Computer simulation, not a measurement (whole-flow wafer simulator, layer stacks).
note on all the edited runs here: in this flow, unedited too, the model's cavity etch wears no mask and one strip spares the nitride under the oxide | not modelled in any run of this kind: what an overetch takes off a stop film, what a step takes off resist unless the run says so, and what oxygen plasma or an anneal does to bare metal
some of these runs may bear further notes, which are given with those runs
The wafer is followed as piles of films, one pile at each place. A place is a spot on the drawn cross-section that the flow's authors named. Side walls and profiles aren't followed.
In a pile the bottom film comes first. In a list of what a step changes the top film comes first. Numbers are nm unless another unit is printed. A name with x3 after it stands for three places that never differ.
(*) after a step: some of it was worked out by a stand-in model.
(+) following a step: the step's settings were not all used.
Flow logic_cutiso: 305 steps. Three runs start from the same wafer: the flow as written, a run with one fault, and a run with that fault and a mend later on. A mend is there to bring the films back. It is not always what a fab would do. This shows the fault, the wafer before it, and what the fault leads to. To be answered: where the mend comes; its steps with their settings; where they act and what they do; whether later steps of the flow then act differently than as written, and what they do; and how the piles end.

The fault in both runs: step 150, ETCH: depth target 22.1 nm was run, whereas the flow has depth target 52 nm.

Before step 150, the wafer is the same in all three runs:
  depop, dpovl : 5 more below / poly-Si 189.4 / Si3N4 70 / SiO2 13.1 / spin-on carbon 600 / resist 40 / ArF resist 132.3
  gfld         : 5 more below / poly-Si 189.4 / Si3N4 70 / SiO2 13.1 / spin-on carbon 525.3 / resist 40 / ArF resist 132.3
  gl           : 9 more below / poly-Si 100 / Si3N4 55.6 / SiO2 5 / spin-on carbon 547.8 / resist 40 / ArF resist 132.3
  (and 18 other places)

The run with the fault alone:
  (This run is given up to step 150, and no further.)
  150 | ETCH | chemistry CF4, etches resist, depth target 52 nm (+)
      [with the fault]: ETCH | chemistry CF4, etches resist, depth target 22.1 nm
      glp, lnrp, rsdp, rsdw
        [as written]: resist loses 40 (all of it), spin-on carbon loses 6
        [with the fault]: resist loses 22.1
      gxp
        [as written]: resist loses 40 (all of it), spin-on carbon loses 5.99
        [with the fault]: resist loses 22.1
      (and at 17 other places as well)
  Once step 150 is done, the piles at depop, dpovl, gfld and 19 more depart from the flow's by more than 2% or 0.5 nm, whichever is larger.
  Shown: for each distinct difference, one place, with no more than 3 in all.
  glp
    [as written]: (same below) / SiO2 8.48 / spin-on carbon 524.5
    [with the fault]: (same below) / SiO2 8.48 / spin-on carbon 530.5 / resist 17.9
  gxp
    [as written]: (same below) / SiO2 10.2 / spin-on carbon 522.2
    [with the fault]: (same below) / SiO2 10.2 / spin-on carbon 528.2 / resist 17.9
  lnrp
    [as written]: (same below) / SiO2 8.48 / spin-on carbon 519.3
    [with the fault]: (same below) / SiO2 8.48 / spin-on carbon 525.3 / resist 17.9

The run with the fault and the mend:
  The mend stands after step 150.
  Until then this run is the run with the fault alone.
  150a | ETCH | chemistry CF4, etches resist, depth target 29.9 nm (*) (+) (the flow's step 150, run once more with other settings)
      depop, dpovl, gfld and 14 more
        ArF resist loses 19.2
      glp, lnrp, rsdp
        resist loses 17.9 (all of it), spin-on carbon loses 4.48
      gxp, rsdw
        resist loses 17.9 (all of it), spin-on carbon loses 4.47
  Steps further on in the flow that do not act as written (1 other step is not shown; it differs only slightly, by no more than 2% or 0.5 nm, whichever is larger):
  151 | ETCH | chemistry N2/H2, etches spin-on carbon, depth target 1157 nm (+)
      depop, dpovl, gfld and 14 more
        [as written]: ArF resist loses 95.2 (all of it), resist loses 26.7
        [with the mend]: ArF resist loses 97.4 (all of it), resist loses 26.7
  The piles end the same as the flow's at every place that both follow.
